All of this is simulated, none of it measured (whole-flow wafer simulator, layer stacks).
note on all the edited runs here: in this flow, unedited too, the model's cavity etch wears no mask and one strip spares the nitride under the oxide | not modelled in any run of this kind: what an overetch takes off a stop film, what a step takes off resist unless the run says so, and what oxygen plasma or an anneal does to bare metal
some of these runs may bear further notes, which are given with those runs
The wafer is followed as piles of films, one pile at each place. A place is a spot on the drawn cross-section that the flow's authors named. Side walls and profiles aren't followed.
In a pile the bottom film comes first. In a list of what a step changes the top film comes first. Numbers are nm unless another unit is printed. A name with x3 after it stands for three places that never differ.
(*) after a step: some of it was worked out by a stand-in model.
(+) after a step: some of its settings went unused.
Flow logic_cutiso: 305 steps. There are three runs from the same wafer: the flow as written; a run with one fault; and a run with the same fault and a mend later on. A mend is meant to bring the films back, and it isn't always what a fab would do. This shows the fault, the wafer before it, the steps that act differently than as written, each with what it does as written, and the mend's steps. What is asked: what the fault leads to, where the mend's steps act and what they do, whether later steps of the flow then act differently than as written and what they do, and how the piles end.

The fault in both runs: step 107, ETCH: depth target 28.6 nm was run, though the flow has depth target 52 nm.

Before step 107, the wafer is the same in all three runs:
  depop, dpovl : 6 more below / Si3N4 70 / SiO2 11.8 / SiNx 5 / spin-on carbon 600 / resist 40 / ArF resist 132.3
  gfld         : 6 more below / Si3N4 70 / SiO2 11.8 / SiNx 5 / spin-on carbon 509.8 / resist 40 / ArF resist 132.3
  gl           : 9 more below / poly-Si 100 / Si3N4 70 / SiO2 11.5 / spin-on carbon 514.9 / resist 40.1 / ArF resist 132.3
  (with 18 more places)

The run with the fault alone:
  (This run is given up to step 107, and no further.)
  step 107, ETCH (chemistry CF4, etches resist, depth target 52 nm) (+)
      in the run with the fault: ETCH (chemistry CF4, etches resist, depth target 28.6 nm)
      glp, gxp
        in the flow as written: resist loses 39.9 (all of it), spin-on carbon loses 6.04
        in the run with the fault: resist loses 28.6
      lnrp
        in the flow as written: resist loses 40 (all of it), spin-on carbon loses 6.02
        in the run with the fault: resist loses 28.6
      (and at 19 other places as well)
  The piles after step 107 differ from the flow's at depop, dpovl, gfld and 19 more by more than 2% or 0.5 nm, whichever is larger.
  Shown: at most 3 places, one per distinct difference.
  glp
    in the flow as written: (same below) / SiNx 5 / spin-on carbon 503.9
    in the run with the fault: (same below) / SiNx 5 / spin-on carbon 509.9 / resist 11.3
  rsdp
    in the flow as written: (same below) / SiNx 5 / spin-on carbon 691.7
    in the run with the fault: (same below) / SiNx 5 / spin-on carbon 697.7 / resist 11.3
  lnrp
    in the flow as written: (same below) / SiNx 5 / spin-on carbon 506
    in the run with the fault: (same below) / SiNx 5 / spin-on carbon 512.1 / resist 11.4

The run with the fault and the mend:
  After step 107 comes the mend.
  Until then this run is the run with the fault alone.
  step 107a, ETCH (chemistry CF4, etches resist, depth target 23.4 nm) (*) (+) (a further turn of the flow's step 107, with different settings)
      depop, dpovl, gfld and 14 more
        ArF resist loses 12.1
      glp, gxp
        resist loses 11.3 (all of it), spin-on carbon loses 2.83
      lnrp
        resist loses 11.4 (all of it), spin-on carbon loses 2.81
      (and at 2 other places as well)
  Steps further on in the flow that do not act as written (2 other steps are not shown; they differ only slightly, by no more than 2% or 0.5 nm, whichever is larger):
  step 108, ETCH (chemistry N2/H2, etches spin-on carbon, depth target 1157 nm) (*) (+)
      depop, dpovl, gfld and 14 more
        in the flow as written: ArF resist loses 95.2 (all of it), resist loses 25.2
        in the run with the mend: ArF resist loses 99.8 (all of it), resist loses 25.2
  By the end, the piles equal the flow's at every place that both follow.
